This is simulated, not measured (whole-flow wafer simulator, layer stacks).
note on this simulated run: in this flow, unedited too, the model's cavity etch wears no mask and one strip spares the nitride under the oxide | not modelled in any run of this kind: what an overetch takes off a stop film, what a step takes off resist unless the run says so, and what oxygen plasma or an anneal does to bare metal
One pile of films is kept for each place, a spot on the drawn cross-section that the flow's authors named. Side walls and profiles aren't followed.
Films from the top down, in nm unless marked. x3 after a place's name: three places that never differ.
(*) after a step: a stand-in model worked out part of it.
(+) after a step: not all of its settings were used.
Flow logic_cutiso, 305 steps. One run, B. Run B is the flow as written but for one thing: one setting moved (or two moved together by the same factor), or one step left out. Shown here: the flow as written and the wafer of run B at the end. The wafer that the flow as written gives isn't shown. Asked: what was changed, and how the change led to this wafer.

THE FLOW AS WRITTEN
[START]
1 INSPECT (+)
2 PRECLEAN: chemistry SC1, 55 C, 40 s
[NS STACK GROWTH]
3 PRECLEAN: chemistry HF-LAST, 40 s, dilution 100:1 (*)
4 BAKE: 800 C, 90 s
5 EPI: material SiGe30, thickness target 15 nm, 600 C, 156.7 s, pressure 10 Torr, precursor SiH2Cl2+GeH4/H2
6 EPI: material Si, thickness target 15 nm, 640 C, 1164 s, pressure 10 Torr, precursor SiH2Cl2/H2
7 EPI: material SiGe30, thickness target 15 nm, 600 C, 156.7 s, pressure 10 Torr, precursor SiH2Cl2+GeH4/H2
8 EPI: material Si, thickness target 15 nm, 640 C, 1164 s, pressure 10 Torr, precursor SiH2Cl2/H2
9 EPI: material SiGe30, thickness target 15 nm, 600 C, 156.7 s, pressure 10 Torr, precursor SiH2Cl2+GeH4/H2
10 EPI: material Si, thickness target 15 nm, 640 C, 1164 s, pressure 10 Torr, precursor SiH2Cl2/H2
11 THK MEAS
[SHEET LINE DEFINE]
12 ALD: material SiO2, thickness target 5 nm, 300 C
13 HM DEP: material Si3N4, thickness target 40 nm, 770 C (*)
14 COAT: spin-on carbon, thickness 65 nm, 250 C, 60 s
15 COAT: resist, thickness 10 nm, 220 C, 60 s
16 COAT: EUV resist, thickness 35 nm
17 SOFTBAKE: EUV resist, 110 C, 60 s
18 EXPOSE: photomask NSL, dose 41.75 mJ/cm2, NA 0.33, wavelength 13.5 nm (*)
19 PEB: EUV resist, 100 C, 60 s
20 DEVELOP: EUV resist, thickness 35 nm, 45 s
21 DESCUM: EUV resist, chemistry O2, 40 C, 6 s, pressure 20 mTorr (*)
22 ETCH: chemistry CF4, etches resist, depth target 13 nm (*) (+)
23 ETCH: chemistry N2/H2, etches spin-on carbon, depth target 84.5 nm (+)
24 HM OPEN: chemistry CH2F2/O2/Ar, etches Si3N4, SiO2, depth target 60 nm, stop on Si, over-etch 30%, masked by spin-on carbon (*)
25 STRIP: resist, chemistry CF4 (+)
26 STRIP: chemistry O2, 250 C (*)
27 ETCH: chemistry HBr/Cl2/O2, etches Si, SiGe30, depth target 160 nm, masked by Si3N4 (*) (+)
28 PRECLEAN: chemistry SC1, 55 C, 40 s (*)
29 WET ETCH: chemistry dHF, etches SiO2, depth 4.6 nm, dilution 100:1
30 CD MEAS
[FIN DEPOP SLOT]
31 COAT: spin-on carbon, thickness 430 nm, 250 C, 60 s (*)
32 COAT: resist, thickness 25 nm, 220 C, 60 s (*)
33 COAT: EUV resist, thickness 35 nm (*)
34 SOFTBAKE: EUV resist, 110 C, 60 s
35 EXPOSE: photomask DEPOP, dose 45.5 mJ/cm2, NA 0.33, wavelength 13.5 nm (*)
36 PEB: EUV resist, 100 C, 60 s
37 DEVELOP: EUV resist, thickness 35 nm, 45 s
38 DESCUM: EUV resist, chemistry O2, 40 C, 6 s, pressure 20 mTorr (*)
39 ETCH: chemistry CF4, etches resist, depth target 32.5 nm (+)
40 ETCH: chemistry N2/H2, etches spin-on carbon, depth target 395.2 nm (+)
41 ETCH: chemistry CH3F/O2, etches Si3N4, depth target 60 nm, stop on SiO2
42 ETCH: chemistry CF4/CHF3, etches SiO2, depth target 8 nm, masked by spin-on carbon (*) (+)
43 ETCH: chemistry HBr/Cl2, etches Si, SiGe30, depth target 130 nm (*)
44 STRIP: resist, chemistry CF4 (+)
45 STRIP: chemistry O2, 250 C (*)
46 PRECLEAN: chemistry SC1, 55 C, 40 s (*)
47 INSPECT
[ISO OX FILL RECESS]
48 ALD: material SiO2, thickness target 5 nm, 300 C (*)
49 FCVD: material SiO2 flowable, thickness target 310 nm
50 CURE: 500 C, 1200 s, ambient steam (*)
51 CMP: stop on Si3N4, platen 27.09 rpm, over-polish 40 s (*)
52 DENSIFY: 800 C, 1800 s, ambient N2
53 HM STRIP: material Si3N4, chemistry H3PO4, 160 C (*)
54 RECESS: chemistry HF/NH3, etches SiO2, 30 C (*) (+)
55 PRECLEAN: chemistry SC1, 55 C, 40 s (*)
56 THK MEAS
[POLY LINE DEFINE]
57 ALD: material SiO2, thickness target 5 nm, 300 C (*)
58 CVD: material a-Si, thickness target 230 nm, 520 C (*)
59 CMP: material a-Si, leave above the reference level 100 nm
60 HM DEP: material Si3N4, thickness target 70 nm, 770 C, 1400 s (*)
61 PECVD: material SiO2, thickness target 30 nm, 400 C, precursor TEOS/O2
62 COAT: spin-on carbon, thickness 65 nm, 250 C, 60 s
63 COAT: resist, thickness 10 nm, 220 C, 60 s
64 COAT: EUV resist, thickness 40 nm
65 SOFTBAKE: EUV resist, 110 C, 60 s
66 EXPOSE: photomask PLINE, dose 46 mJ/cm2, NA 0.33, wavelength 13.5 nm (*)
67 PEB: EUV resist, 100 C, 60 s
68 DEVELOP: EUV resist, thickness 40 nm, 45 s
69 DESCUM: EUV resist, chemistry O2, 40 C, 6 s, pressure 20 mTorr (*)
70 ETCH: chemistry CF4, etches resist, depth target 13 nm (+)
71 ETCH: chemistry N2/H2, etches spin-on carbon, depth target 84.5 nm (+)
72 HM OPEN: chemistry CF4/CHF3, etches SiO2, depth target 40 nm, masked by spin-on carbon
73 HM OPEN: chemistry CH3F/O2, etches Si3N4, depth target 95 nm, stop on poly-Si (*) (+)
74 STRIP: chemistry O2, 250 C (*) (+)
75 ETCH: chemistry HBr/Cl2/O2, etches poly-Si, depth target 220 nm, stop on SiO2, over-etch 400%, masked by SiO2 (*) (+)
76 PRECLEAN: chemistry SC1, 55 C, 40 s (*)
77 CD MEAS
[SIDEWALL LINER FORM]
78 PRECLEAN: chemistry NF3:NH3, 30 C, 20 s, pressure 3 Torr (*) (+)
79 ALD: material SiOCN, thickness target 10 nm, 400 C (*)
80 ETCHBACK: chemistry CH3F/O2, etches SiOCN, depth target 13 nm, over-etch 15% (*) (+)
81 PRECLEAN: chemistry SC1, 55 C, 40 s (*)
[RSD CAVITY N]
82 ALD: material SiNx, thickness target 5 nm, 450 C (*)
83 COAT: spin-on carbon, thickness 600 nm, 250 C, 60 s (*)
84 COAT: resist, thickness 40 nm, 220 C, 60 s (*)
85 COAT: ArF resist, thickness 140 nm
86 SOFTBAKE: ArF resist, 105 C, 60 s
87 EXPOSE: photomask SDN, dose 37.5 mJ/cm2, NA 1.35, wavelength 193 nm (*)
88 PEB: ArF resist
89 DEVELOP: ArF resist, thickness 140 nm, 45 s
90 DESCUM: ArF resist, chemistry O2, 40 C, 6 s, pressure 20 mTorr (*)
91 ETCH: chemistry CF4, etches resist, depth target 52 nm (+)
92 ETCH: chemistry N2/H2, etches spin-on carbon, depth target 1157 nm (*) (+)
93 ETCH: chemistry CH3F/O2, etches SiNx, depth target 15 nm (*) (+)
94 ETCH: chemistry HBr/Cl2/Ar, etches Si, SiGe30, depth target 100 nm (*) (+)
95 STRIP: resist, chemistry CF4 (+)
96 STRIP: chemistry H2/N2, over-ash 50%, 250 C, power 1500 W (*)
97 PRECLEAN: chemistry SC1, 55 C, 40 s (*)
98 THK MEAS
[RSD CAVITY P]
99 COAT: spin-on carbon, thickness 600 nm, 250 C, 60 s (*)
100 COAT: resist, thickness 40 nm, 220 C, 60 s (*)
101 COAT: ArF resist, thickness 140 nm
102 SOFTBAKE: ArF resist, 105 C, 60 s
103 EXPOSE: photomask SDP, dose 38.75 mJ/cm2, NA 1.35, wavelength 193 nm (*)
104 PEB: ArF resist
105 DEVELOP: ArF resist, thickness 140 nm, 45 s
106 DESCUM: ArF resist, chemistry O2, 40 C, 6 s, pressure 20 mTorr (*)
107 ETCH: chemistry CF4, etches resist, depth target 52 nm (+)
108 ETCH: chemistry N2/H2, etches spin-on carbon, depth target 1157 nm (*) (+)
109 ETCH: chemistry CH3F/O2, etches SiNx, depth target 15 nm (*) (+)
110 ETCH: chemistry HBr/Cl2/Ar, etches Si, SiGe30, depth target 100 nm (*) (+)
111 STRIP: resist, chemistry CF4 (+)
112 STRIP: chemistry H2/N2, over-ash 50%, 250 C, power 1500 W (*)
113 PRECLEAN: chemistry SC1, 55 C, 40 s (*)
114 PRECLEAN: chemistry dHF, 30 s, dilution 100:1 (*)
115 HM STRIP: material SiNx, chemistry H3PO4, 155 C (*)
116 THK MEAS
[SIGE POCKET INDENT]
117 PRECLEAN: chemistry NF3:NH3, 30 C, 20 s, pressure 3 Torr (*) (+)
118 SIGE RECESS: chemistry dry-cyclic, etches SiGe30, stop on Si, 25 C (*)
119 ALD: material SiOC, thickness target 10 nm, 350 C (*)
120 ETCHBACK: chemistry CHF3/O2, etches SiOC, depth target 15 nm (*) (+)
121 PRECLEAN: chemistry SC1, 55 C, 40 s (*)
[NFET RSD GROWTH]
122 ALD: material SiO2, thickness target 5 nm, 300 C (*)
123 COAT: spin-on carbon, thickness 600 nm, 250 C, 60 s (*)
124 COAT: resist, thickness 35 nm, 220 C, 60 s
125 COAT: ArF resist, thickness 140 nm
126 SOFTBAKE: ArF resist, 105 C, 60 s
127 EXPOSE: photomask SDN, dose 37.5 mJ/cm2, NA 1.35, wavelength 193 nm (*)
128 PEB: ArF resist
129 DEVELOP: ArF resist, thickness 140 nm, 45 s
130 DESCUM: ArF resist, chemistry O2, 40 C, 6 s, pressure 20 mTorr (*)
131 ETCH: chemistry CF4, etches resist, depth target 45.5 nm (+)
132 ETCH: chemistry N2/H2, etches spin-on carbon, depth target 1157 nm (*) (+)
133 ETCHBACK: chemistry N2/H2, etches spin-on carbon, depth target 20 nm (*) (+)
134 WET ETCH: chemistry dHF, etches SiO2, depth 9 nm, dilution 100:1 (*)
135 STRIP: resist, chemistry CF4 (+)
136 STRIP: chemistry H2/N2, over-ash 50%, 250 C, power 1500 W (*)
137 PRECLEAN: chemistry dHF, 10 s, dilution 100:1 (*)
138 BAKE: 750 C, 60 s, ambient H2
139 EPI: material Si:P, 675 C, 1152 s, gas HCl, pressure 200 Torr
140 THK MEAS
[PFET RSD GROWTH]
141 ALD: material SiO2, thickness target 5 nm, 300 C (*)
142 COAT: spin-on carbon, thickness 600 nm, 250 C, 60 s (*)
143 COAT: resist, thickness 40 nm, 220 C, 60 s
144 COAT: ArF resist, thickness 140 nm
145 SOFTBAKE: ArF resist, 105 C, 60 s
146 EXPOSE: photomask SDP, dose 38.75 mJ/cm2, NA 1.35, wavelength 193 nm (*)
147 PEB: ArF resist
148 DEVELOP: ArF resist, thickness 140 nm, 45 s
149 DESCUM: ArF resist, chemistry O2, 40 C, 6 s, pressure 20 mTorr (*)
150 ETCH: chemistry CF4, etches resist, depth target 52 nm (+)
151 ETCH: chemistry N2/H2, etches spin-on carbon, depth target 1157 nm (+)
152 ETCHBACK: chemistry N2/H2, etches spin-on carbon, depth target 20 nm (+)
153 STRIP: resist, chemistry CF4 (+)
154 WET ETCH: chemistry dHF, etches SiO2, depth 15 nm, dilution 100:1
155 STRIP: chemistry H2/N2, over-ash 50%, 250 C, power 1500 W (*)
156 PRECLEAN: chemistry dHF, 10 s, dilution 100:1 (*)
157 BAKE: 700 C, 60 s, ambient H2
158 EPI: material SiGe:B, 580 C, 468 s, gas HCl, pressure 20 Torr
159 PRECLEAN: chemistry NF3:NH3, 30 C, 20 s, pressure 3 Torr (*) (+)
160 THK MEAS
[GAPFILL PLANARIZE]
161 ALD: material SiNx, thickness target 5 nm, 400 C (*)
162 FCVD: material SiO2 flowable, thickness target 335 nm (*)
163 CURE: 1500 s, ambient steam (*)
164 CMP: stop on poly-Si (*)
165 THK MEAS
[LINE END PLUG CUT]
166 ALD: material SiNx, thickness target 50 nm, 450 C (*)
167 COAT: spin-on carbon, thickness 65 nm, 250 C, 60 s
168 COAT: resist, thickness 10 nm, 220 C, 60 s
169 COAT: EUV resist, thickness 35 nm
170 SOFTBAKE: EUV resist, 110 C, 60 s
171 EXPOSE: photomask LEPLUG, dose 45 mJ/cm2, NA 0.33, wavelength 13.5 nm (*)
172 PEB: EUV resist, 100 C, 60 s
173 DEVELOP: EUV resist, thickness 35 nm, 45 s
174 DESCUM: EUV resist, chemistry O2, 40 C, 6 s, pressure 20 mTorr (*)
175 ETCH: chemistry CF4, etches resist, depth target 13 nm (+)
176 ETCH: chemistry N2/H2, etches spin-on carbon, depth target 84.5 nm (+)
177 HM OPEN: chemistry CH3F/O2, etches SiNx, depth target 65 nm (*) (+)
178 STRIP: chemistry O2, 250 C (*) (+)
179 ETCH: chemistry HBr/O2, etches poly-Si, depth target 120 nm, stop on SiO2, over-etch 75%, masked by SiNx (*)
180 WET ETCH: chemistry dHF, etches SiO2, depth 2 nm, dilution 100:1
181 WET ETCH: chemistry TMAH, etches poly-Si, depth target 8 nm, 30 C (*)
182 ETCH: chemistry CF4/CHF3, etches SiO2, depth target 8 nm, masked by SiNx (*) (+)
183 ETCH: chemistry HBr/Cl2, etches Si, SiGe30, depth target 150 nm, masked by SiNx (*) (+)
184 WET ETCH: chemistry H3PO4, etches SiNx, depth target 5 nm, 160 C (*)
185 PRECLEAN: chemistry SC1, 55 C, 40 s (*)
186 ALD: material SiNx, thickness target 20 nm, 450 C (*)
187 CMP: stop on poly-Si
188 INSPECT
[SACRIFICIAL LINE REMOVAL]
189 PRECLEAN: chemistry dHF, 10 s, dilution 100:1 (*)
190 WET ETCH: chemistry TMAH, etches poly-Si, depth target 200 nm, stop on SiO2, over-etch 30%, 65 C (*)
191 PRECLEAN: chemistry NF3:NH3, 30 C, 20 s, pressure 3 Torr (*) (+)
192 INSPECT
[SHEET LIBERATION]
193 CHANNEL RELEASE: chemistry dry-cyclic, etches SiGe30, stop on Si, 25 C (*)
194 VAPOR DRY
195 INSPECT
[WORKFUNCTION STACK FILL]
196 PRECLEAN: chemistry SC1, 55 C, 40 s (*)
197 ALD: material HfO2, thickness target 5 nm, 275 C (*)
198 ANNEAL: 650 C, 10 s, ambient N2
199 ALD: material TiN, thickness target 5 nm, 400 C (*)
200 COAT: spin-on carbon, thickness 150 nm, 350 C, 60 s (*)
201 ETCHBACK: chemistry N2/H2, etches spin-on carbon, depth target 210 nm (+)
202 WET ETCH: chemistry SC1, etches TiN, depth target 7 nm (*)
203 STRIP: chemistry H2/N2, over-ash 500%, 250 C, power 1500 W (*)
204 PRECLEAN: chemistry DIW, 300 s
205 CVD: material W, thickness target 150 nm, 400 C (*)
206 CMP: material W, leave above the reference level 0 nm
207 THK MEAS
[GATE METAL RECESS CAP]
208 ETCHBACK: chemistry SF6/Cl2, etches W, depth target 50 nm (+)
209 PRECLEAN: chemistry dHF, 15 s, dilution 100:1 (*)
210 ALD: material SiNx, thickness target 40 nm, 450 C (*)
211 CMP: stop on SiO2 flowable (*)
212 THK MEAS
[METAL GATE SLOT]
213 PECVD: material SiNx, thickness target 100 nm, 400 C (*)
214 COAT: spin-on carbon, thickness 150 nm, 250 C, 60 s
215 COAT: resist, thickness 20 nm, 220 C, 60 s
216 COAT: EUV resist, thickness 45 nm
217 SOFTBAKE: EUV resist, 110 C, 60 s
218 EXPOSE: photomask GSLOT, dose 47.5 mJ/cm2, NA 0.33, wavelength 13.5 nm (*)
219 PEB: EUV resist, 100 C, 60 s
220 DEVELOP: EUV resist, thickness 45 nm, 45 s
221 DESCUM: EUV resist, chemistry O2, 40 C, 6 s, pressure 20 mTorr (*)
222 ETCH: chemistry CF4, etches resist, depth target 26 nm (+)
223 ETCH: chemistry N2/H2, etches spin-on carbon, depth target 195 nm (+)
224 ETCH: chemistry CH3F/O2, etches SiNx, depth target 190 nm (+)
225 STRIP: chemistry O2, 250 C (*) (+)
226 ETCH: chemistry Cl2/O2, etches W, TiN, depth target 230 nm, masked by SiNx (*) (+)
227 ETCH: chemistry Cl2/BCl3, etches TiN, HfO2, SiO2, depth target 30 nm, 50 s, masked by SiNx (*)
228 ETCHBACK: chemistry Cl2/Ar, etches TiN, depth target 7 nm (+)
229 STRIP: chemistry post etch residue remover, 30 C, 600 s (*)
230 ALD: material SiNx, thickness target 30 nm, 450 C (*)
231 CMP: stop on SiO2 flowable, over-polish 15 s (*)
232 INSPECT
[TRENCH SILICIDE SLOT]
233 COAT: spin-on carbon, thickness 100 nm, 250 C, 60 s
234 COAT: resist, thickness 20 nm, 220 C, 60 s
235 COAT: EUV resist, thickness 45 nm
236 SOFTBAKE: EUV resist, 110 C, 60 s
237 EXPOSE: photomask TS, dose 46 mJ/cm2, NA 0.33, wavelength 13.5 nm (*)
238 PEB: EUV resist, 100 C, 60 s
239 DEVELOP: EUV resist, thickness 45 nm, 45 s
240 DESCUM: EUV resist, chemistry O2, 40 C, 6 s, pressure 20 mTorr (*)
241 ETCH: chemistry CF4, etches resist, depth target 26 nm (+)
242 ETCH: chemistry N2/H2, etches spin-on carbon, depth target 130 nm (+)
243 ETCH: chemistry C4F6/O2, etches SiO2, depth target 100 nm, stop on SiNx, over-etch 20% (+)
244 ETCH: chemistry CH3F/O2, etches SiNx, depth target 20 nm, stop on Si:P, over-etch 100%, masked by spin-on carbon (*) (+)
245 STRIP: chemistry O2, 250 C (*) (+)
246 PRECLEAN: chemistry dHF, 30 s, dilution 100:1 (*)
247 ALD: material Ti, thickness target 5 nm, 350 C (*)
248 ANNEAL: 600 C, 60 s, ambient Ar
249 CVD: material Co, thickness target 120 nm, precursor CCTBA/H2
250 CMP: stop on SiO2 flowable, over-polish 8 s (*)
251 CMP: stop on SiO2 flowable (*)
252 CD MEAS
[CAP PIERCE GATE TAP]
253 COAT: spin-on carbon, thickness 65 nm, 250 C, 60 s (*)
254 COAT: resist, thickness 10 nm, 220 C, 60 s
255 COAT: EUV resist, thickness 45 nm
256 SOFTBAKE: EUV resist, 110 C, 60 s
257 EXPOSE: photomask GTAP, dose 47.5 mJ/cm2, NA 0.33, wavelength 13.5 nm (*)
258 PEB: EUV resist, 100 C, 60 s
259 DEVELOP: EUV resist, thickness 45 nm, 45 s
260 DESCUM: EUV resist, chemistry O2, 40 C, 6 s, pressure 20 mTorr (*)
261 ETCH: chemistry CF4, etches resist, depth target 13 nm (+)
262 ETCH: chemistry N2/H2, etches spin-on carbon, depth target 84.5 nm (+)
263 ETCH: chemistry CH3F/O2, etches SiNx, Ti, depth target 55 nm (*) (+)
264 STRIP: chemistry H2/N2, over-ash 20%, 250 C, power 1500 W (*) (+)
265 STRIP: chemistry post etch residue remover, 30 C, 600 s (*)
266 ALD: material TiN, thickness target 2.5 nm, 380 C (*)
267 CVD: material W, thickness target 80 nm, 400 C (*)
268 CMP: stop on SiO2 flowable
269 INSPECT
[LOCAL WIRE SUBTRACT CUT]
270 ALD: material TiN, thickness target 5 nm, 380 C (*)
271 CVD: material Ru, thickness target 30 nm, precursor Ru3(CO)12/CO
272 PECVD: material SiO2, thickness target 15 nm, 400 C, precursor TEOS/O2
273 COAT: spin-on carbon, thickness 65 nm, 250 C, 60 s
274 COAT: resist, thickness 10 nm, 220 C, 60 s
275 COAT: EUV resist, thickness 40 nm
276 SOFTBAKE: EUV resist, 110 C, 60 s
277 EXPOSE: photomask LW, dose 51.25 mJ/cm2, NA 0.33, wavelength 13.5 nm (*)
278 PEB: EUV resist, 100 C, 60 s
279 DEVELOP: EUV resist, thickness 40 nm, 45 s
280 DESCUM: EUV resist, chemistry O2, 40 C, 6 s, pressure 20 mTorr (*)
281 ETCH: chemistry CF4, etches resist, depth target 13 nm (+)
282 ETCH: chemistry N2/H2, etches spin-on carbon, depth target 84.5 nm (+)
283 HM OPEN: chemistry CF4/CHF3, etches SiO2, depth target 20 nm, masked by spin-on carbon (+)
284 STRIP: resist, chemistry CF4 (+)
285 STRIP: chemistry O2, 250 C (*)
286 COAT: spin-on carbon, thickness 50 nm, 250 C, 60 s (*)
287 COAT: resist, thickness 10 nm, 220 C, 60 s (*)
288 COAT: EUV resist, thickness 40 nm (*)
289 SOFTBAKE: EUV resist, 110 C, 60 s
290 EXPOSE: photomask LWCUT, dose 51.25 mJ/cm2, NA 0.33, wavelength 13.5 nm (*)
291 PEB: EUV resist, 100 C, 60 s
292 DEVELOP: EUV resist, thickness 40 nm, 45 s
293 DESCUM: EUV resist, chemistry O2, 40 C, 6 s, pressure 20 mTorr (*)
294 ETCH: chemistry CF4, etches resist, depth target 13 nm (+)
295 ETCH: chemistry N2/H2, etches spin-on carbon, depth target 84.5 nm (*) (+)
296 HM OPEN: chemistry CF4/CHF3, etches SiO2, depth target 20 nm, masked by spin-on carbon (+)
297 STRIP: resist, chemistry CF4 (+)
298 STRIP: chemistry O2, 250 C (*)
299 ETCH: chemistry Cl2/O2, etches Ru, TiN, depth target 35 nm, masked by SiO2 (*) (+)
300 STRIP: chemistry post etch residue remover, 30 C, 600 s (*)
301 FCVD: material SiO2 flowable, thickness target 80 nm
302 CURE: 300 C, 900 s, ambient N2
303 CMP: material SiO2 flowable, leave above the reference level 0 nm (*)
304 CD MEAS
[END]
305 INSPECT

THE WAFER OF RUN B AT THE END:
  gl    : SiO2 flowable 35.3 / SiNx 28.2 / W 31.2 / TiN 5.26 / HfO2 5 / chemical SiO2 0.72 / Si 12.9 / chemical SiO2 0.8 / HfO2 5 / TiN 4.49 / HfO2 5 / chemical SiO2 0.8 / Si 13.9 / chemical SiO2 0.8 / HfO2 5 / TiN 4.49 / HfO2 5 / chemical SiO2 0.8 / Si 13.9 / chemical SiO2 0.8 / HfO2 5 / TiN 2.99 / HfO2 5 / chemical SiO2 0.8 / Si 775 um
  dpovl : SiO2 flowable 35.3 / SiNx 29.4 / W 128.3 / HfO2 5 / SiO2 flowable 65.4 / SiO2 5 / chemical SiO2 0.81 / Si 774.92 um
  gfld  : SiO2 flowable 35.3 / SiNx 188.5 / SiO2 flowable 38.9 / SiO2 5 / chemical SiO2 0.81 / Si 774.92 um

The cause: step 5, EPI: thickness target 13.5 nm was run, where the flow has thickness target 15 nm; step 5, EPI: 141 s was run, where the flow has 156.7 s.

How the change led to this, step by step:
  5 EPI: material SiGe30, thickness target 15 nm, 600 C, 156.7 s, pressure 10 Torr, precursor SiH2Cl2+GeH4/H2
      depop, dpovl, gfld and 19 more: SiGe30 +13.5 (new film) (as written it would be: SiGe30 +15 (new film))
  27 ETCH: chemistry HBr/Cl2/O2, etches Si, SiGe30, depth target 160 nm, masked by Si3N4 (*) (+)
      gfld, gxf, iso, lnri: chemical SiO2 -0.79 (all of it), Si -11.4 (all of it), SiGe30 -15 (all of it), Si -15 (all of it), SiGe30 -15 (all of it), Si -15 (all of it), SiGe30 -13.5 (all of it), Si -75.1 (as written it would be: chemical SiO2 -0.79 (all of it), Si -11.4 (all of it), SiGe30 -15 (all of it), Si -15 (all of it), SiGe30 -15 (all of it), Si -15 (all of it), SiGe30 -15 (all of it), Si -73.6)
      dpovl, nsgap: chemical SiO2 -0.79 (all of it), Si -11.8 (all of it), SiGe30 -15 (all of it), Si -15 (all of it), SiGe30 -15 (all of it), Si -15 (all of it), SiGe30 -13.5 (all of it), Si -74.7 (as written it would be: chemical SiO2 -0.79 (all of it), Si -11.8 (all of it), SiGe30 -15 (all of it), Si -15 (all of it), SiGe30 -15 (all of it), Si -15 (all of it), SiGe30 -15 (all of it), Si -73.2)
      (and at 1 more place)
  43 ETCH: chemistry HBr/Cl2, etches Si, SiGe30, depth target 130 nm (*)
      depop: Si -14 (all of it), SiGe30 -15 (all of it), Si -15 (all of it), SiGe30 -15 (all of it), Si -15 (all of it), SiGe30 -13.5 (all of it), Si -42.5 (as written it would be: Si -14 (all of it), SiGe30 -15 (all of it), Si -15 (all of it), SiGe30 -15 (all of it), Si -15 (all of it), SiGe30 -15 (all of it), Si -41)
  94 ETCH: chemistry HBr/Cl2/Ar, etches Si, SiGe30, depth target 100 nm (*) (+)
      rsdn, rsdx: chemical SiO2 -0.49 (all of it), Si -12.8 (all of it), SiGe30 -15 (all of it), Si -15 (all of it), SiGe30 -15 (all of it), Si -15 (all of it), SiGe30 -13.5 (all of it), Si -13.7 (as written it would be: chemical SiO2 -0.49 (all of it), Si -12.8 (all of it), SiGe30 -15 (all of it), Si -15 (all of it), SiGe30 -15 (all of it), Si -15 (all of it), SiGe30 -15 (all of it), Si -12.2)
  110 ETCH: chemistry HBr/Cl2/Ar, etches Si, SiGe30, depth target 100 nm (*) (+)
      rsdp, rsdw: chemical SiO2 -0.49 (all of it), Si -12.8 (all of it), SiGe30 -15 (all of it), Si -15 (all of it), SiGe30 -15 (all of it), Si -15 (all of it), SiGe30 -13.5 (all of it), Si -13.7 (as written it would be: chemical SiO2 -0.49 (all of it), Si -12.8 (all of it), SiGe30 -15 (all of it), Si -15 (all of it), SiGe30 -15 (all of it), Si -15 (all of it), SiGe30 -15 (all of it), Si -12.2)
  118 SIGE RECESS: chemistry dry-cyclic, etches SiGe30, stop on Si, 25 C (*)
      lnr, lnrp, lnrt: SiOCN -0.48, Si -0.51, cavity +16 (new film), SiGe30 -15 (all of it), Si -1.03, cavity +16 (new film), SiGe30 -15 (all of it), Si -1.03, cavity +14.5 (new film), SiGe30 -13.5 (all of it), Si -0.51 (as written it would be: SiOCN -0.48, Si -0.51, cavity +16 (new film), SiGe30 -15 (all of it), Si -1.03, cavity +16 (new film), SiGe30 -15 (all of it), Si -1.03, cavity +16 (new film), SiGe30 -15 (all of it), Si -0.51)
  119 ALD: material SiOC, thickness target 10 nm, 350 C (*)
      lnr, lnrp, lnrt: SiOC +10 (new film), SiOC +16 (new film), cavity -16 (all of it), SiOC +16 (new film), cavity -16 (all of it), SiOC +14.5 (new film), cavity -14.5 (all of it) (as written it would be: SiOC +10 (new film), SiOC +16 (new film), cavity -16 (all of it), SiOC +16 (new film), cavity -16 (all of it), SiOC +16 (new film), cavity -16 (all of it))
  183 ETCH: chemistry HBr/Cl2, etches Si, SiGe30, depth target 150 nm, masked by SiNx (*) (+)
      plug: Si -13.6 (all of it), SiGe30 -15 (all of it), Si -15 (all of it), SiGe30 -15 (all of it), Si -15 (all of it), SiGe30 -13.5 (all of it), Si -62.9 (as written it would be: Si -13.6 (all of it), SiGe30 -15 (all of it), Si -15 (all of it), SiGe30 -15 (all of it), Si -15 (all of it), SiGe30 -15 (all of it), Si -61.4)
  193 CHANNEL RELEASE: chemistry dry-cyclic, etches SiGe30, stop on Si, 25 C (*)
      gl, glp, gxn, gxp, ns, tap: chemical SiO2 +0.8 (new film), Si -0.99, chemical SiO2 +0.8 (new film), cavity +14.5 (new film), chemical SiO2 +0.8 (new film), SiGe30 -15 (all of it), Si -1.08, chemical SiO2 +0.8 (new film), cavity +14.5 (new film), chemical SiO2 +0.8 (new film), SiGe30 -15 (all of it), Si -1.08, chemical SiO2 +0.8 (new film), cavity +13 (new film), chemical SiO2 +0.8 (new film), SiGe30 -13.5 (all of it), Si -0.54 (as written it would be: chemical SiO2 +0.8 (new film), Si -0.99, chemical SiO2 +0.8 (new film), cavity +14.5 (new film), chemical SiO2 +0.8 (new film), SiGe30 -15 (all of it), Si -1.08, chemical SiO2 +0.8 (new film), cavity +14.5 (new film), chemical SiO2 +0.8 (new film), SiGe30 -15 (all of it), Si -1.08, chemical SiO2 +0.8 (new film), cavity +14.5 (new film), chemical SiO2 +0.8 (new film), SiGe30 -15 (all of it), Si -0.54)
  199 ALD: material TiN, thickness target 5 nm, 400 C (*)
      gl, glp, tap: TiN +5.26 (new film), TiN +4.49 (new film), cavity -4.49 (all of it), TiN +4.49 (new film), cavity -4.49 (all of it), TiN +2.99 (new film), cavity -2.99 (all of it) (as written it would be: TiN +5.26 (new film), TiN +4.49 (new film), cavity -4.49 (all of it), TiN +4.49 (new film), cavity -4.49 (all of it), TiN +4.49 (new film), cavity -4.49 (all of it))
      gxn, gxp, ns: TiN +5 (new film), TiN +4.49 (new film), cavity -4.49 (all of it), TiN +4.49 (new film), cavity -4.49 (all of it), TiN +2.99 (new film), cavity -2.99 (all of it) (as written it would be: TiN +5 (new film), TiN +4.49 (new film), cavity -4.49 (all of it), TiN +4.49 (new film), cavity -4.49 (all of it), TiN +4.49 (new film), cavity -4.49 (all of it))
